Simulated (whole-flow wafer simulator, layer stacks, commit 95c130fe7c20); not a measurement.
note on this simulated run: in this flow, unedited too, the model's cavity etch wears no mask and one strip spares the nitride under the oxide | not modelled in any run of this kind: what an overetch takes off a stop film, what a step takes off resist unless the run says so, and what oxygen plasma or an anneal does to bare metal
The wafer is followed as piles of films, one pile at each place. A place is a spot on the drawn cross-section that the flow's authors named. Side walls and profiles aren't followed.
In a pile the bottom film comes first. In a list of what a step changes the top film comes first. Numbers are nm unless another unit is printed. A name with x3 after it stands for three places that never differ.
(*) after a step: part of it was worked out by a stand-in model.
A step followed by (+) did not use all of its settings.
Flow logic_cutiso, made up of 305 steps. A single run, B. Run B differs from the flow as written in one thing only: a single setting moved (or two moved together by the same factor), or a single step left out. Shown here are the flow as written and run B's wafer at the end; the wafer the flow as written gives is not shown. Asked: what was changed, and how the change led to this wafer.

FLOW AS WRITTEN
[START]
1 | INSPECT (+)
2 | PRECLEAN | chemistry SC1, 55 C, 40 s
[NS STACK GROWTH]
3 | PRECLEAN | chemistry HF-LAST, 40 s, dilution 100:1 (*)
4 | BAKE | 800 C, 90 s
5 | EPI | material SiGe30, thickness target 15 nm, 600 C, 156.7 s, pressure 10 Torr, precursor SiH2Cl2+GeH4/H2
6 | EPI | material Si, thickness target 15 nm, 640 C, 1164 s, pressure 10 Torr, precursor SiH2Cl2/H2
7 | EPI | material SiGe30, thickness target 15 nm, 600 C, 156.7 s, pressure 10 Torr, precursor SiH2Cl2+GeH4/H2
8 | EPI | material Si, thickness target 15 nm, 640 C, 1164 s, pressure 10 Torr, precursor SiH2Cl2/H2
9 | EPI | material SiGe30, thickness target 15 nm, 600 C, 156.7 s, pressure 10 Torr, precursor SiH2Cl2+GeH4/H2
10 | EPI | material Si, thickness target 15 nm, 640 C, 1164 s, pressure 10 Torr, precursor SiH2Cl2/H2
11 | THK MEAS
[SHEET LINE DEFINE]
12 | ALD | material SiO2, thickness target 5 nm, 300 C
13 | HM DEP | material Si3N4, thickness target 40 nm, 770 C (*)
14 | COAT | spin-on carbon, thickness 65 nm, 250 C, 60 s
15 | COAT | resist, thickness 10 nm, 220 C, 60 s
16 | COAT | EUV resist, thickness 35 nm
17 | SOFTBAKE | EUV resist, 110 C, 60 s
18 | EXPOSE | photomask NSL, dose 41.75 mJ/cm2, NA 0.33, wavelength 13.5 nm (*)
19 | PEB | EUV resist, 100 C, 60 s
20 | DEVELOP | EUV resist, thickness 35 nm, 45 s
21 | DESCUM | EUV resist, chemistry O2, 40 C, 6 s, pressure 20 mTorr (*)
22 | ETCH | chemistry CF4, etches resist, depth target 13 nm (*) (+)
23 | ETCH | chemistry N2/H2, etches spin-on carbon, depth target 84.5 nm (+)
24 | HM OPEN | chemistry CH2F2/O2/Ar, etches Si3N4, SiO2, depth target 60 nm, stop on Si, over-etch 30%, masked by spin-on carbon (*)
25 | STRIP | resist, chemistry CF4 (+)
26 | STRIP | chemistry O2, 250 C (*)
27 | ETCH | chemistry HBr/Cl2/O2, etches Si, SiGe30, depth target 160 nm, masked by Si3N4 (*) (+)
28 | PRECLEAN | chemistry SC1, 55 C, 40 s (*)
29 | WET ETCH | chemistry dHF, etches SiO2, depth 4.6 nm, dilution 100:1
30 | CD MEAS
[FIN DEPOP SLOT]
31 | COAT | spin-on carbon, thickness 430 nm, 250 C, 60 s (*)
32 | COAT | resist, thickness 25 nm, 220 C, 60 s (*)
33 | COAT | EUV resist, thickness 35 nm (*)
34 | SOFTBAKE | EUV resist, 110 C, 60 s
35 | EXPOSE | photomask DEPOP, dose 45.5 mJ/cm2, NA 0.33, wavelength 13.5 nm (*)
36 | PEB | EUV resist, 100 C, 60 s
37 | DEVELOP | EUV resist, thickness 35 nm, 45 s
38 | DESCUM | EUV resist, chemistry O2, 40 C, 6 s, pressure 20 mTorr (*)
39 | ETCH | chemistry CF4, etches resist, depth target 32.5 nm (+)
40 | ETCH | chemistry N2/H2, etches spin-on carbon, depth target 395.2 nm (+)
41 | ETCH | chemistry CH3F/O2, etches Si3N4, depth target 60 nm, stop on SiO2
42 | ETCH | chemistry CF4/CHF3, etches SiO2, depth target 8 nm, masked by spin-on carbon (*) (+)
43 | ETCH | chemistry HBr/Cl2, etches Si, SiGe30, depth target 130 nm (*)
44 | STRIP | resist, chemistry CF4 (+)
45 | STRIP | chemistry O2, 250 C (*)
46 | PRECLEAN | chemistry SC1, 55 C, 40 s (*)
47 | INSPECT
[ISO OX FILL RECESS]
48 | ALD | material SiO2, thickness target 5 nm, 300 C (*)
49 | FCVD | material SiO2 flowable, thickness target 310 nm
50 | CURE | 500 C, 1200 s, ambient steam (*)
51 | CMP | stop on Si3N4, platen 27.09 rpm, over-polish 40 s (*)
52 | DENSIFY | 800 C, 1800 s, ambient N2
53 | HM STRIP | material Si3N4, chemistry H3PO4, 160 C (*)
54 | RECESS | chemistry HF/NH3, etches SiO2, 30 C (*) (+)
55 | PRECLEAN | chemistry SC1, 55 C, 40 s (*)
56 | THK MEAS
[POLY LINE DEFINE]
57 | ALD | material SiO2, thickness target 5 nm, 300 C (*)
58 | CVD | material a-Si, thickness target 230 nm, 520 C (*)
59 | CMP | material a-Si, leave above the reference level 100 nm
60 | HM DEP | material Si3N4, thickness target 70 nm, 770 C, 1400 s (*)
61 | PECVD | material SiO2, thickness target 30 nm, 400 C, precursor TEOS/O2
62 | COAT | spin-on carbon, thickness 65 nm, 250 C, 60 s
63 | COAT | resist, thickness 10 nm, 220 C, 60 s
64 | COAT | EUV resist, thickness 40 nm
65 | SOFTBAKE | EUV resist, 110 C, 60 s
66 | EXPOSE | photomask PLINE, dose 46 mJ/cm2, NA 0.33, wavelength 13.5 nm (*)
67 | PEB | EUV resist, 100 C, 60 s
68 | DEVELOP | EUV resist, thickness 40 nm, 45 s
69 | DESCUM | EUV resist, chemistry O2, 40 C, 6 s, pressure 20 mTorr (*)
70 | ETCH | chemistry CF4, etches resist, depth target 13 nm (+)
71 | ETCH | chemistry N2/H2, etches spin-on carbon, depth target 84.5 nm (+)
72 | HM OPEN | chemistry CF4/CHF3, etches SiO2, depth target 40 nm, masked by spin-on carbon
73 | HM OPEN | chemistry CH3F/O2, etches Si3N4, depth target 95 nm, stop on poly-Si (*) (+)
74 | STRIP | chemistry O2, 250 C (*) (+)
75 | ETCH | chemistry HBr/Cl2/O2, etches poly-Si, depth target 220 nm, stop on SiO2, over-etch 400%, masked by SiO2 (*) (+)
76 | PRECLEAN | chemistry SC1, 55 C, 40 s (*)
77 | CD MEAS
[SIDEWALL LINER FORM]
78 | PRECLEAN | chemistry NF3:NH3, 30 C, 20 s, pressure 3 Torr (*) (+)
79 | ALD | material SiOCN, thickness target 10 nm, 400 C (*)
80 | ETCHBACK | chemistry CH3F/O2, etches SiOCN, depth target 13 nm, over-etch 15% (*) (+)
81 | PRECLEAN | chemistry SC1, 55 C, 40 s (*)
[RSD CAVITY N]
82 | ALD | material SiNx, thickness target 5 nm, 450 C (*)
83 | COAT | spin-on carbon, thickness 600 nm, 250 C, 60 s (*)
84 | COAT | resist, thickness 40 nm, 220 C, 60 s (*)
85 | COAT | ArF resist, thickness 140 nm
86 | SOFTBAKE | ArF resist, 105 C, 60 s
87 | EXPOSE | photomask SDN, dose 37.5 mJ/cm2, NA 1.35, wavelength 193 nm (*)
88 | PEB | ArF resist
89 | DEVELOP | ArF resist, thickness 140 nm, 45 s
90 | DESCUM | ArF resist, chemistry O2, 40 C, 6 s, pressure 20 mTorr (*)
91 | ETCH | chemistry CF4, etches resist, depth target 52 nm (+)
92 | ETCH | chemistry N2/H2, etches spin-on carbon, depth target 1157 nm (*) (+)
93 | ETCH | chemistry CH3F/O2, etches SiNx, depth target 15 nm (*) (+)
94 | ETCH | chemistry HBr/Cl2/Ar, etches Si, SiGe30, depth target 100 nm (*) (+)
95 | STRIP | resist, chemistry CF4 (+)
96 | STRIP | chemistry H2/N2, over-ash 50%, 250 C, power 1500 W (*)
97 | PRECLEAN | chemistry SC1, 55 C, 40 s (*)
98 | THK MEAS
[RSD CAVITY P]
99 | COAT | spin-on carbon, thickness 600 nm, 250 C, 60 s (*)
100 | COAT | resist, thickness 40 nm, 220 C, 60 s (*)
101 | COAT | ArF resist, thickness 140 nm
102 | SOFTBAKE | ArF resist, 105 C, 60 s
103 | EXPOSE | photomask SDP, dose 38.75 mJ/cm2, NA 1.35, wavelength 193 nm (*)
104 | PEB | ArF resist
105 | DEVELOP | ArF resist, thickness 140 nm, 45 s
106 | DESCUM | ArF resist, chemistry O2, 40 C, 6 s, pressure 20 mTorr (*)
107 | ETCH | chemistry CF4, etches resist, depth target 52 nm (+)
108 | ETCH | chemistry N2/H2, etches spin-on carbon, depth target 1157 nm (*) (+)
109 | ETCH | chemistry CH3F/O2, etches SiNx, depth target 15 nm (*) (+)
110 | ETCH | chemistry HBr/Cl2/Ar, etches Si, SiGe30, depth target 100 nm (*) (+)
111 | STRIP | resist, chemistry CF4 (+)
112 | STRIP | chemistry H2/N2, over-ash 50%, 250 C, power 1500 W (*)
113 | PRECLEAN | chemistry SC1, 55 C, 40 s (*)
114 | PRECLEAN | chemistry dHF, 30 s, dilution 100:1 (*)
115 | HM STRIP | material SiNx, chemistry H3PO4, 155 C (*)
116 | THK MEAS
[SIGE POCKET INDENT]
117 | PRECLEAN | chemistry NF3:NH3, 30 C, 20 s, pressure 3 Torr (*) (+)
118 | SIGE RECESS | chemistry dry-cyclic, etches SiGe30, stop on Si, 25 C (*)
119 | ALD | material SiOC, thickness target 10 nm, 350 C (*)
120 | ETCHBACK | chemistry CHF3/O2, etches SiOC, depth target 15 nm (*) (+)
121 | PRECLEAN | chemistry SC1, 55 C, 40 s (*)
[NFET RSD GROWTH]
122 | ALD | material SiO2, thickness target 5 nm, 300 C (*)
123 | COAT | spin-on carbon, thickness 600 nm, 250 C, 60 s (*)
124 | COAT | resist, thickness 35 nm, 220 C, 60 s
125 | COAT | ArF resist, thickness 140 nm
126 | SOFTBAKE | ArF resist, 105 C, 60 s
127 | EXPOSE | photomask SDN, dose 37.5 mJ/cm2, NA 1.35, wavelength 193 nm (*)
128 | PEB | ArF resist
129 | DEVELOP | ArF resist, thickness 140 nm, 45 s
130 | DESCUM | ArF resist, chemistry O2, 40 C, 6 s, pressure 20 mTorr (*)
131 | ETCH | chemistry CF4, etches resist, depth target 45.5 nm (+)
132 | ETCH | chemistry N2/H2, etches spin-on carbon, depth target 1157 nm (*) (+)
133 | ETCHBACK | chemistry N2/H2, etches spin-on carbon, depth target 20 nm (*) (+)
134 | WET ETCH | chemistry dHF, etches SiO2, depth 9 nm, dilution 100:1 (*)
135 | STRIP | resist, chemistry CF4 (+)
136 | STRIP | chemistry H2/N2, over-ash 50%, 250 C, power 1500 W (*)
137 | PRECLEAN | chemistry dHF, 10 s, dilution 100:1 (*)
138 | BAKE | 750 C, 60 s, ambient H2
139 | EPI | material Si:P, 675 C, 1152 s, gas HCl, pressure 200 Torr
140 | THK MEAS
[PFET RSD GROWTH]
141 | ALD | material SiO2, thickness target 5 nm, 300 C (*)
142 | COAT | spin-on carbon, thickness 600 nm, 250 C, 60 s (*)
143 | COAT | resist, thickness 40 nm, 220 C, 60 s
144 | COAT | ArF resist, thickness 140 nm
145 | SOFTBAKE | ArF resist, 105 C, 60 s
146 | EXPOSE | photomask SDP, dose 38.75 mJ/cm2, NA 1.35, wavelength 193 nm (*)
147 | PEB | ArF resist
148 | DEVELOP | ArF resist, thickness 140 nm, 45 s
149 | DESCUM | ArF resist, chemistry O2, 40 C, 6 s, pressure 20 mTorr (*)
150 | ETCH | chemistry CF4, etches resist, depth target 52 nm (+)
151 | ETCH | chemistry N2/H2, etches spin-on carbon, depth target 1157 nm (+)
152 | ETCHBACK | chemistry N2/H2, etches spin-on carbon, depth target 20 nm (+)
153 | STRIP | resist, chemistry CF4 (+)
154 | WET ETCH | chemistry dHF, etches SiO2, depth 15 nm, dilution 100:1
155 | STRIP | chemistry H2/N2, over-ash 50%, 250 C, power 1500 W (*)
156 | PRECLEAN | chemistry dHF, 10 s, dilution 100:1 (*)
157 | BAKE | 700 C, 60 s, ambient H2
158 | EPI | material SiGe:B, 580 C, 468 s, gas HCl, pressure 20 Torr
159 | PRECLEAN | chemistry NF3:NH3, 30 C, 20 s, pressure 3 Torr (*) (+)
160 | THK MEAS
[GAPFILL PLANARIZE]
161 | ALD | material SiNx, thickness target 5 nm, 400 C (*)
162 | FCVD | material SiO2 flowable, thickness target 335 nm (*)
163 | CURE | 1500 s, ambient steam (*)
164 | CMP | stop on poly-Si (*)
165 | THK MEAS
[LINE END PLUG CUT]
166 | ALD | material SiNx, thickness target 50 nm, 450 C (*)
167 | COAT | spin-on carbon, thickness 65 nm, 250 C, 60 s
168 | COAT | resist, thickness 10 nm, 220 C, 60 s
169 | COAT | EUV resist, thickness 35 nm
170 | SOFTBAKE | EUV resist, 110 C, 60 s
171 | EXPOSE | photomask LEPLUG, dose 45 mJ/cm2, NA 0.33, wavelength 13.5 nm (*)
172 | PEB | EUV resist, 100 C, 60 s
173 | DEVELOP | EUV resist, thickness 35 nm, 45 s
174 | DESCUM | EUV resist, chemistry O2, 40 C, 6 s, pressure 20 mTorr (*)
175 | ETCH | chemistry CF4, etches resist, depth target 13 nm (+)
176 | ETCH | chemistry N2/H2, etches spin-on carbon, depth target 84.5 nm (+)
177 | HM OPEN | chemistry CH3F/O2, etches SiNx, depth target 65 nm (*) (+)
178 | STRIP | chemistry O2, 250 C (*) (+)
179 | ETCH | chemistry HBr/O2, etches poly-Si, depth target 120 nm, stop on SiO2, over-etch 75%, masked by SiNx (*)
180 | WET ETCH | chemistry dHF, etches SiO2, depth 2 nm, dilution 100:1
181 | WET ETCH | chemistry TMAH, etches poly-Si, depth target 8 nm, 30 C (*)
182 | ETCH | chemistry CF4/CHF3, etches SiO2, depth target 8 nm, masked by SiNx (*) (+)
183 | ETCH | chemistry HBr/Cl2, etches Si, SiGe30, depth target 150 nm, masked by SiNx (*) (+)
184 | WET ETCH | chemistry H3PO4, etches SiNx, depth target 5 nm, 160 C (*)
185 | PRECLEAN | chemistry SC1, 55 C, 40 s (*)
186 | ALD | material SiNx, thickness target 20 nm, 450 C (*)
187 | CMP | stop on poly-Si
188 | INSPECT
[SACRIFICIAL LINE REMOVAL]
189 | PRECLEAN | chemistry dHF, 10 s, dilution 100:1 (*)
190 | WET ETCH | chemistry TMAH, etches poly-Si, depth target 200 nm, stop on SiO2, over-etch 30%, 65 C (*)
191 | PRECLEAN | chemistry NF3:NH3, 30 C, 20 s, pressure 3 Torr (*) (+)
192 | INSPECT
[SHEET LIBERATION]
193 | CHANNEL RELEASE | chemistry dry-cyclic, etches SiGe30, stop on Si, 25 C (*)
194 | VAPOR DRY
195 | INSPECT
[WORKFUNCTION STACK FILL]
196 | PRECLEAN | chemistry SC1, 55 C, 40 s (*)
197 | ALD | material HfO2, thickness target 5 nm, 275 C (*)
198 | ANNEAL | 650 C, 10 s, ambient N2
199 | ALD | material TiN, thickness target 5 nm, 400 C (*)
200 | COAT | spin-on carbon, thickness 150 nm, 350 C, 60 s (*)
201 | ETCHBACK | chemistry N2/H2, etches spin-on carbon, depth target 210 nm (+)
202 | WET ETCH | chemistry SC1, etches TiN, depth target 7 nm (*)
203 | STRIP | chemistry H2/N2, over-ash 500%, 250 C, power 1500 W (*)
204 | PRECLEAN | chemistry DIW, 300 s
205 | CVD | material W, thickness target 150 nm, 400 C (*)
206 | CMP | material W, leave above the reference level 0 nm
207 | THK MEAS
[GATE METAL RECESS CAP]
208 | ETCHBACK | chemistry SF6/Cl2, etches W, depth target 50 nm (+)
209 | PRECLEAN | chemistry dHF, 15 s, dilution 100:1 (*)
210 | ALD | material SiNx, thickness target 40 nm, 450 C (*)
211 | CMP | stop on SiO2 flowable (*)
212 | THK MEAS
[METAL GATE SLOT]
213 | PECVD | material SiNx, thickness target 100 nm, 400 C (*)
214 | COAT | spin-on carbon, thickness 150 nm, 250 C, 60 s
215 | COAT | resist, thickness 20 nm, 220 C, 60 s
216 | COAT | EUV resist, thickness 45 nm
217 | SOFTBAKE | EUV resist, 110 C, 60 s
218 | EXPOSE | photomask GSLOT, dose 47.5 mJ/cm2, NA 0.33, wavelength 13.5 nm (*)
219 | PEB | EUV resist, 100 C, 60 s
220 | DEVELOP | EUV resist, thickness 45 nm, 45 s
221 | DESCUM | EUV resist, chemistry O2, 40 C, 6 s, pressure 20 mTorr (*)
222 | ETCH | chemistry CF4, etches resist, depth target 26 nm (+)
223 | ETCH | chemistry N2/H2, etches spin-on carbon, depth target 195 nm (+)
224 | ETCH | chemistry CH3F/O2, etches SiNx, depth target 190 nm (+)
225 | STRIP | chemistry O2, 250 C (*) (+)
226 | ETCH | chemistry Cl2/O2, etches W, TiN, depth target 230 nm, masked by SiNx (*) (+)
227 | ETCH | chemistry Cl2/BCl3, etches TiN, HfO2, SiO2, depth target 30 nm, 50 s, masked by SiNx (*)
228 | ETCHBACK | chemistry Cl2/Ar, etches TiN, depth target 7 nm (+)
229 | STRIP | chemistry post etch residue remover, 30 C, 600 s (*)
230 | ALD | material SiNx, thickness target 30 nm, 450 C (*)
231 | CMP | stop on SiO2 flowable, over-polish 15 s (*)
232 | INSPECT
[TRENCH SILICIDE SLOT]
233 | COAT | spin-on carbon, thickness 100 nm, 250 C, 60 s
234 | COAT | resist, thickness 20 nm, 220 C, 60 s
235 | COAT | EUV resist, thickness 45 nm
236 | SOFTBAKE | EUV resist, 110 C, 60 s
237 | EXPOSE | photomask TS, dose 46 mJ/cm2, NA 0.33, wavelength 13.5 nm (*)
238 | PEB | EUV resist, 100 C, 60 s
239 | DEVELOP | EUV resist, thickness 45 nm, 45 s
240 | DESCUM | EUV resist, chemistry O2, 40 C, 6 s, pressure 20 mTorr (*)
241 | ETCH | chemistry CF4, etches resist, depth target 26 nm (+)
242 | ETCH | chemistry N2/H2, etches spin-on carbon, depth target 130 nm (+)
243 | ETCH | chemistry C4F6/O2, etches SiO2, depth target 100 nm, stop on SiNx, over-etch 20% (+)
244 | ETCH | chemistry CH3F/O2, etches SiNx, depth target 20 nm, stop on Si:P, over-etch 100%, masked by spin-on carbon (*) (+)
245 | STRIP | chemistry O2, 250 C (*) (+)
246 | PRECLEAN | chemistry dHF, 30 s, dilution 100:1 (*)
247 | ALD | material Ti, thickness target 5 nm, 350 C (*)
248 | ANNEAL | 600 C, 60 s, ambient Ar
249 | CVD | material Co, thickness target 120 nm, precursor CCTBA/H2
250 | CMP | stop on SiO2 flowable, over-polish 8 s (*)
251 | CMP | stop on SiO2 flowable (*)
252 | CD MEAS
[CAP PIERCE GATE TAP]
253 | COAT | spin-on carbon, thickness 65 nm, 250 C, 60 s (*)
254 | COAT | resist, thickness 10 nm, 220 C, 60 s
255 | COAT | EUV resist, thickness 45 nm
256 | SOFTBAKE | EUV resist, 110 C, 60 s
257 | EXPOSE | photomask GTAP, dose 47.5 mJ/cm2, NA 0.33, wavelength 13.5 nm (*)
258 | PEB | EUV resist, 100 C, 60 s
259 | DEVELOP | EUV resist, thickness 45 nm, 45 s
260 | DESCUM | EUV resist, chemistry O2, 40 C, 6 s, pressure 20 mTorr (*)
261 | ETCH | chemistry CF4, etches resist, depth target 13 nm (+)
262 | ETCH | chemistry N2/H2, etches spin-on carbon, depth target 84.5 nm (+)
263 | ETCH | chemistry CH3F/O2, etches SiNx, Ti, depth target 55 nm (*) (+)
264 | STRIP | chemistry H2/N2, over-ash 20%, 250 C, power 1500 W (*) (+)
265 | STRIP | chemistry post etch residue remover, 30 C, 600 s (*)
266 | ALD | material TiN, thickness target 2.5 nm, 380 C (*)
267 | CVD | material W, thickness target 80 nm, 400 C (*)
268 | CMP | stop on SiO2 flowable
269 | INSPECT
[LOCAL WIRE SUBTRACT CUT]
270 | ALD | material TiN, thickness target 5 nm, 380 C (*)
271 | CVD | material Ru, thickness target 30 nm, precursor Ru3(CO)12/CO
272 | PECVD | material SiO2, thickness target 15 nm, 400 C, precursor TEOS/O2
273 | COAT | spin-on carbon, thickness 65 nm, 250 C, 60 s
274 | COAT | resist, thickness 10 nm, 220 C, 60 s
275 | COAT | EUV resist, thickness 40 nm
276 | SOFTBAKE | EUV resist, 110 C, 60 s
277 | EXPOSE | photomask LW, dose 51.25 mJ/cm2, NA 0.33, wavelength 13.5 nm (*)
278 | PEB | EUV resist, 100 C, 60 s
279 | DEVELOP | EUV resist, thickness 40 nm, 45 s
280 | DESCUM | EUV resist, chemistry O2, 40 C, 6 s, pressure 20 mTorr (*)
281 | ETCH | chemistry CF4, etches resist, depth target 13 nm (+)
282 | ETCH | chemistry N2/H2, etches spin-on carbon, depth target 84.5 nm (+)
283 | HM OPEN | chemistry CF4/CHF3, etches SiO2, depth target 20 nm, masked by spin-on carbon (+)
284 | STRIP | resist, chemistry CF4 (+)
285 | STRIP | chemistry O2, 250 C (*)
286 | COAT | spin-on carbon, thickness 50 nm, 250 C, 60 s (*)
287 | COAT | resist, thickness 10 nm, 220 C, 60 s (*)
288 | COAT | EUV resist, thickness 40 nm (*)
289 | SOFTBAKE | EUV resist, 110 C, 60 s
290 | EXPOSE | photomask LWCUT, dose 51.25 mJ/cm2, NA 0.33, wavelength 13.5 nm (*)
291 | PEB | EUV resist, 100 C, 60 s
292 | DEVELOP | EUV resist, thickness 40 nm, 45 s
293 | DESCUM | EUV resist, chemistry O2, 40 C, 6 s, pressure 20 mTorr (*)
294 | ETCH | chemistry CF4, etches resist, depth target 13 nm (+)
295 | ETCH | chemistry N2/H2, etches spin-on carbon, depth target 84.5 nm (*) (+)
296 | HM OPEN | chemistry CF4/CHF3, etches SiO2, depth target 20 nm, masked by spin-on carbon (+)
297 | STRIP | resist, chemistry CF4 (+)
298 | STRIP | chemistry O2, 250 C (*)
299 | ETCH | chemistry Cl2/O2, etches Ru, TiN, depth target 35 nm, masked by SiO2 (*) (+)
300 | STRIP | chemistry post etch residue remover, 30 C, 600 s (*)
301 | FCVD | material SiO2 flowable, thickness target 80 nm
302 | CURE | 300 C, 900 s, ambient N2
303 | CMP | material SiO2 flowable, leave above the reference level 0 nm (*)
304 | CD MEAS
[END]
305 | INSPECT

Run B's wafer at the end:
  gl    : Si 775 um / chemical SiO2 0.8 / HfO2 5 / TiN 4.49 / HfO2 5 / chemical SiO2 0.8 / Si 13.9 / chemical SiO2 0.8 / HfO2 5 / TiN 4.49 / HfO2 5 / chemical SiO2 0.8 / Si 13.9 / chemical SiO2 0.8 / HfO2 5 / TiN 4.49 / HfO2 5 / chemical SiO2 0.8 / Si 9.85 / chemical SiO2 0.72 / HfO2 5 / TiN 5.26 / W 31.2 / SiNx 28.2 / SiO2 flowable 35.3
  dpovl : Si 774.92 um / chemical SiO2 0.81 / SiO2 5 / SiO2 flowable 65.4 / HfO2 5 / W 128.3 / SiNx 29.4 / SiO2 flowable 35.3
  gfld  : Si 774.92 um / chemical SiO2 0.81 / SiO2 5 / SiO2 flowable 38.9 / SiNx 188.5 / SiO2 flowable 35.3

What caused this: step 10, EPI: 931.5 s was run, while the flow as written has 1164 s.

The path from the change to this, step by step:
  10 | EPI | material Si, thickness target 15 nm, 640 C, 1164 s, pressure 10 Torr, precursor SiH2Cl2/H2
      depop, dpovl, gfld and 19 more: +12 Si (new film) (as written it would have been: +15 Si (new film))
  27 | ETCH | chemistry HBr/Cl2/O2, etches Si, SiGe30, depth target 160 nm, masked by Si3N4 (*) (+)
      gfld, gxf, iso, lnri: -0.79 chemical SiO2 (all of it), -8.35 Si (all of it), -15 SiGe30 (all of it), -15 Si (all of it), -15 SiGe30 (all of it), -15 Si (all of it), -15 SiGe30 (all of it), -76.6 Si (as written it would have been: -0.79 chemical SiO2 (all of it), -11.4 Si (all of it), -15 SiGe30 (all of it), -15 Si (all of it), -15 SiGe30 (all of it), -15 Si (all of it), -15 SiGe30 (all of it), -73.6 Si)
      dpovl, nsgap: -0.79 chemical SiO2 (all of it), -8.75 Si (all of it), -15 SiGe30 (all of it), -15 Si (all of it), -15 SiGe30 (all of it), -15 Si (all of it), -15 SiGe30 (all of it), -76.2 Si (as written it would have been: -0.79 chemical SiO2 (all of it), -11.8 Si (all of it), -15 SiGe30 (all of it), -15 Si (all of it), -15 SiGe30 (all of it), -15 Si (all of it), -15 SiGe30 (all of it), -73.2 Si)
      (and at 1 other place as well)
  43 | ETCH | chemistry HBr/Cl2, etches Si, SiGe30, depth target 130 nm (*)
      depop: -11 Si (all of it), -15 SiGe30 (all of it), -15 Si (all of it), -15 SiGe30 (all of it), -15 Si (all of it), -15 SiGe30 (all of it), -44 Si (as written it would have been: -14 Si (all of it), -15 SiGe30 (all of it), -15 Si (all of it), -15 SiGe30 (all of it), -15 Si (all of it), -15 SiGe30 (all of it), -41 Si)
  94 | ETCH | chemistry HBr/Cl2/Ar, etches Si, SiGe30, depth target 100 nm (*) (+)
      rsdn, rsdx: -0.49 chemical SiO2 (all of it), -9.82 Si (all of it), -15 SiGe30 (all of it), -15 Si (all of it), -15 SiGe30 (all of it), -15 Si (all of it), -15 SiGe30 (all of it), -15.2 Si (as written it would have been: -0.49 chemical SiO2 (all of it), -12.8 Si (all of it), -15 SiGe30 (all of it), -15 Si (all of it), -15 SiGe30 (all of it), -15 Si (all of it), -15 SiGe30 (all of it), -12.2 Si)
  110 | ETCH | chemistry HBr/Cl2/Ar, etches Si, SiGe30, depth target 100 nm (*) (+)
      rsdp, rsdw: -0.49 chemical SiO2 (all of it), -9.82 Si (all of it), -15 SiGe30 (all of it), -15 Si (all of it), -15 SiGe30 (all of it), -15 Si (all of it), -15 SiGe30 (all of it), -15.2 Si (as written it would have been: -0.49 chemical SiO2 (all of it), -12.8 Si (all of it), -15 SiGe30 (all of it), -15 Si (all of it), -15 SiGe30 (all of it), -15 Si (all of it), -15 SiGe30 (all of it), -12.2 Si)
  183 | ETCH | chemistry HBr/Cl2, etches Si, SiGe30, depth target 150 nm, masked by SiNx (*) (+)
      plug: -10.6 Si (all of it), -15 SiGe30 (all of it), -15 Si (all of it), -15 SiGe30 (all of it), -15 Si (all of it), -15 SiGe30 (all of it), -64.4 Si (as written it would have been: -13.6 Si (all of it), -15 SiGe30 (all of it), -15 Si (all of it), -15 SiGe30 (all of it), -15 Si (all of it), -15 SiGe30 (all of it), -61.4 Si)
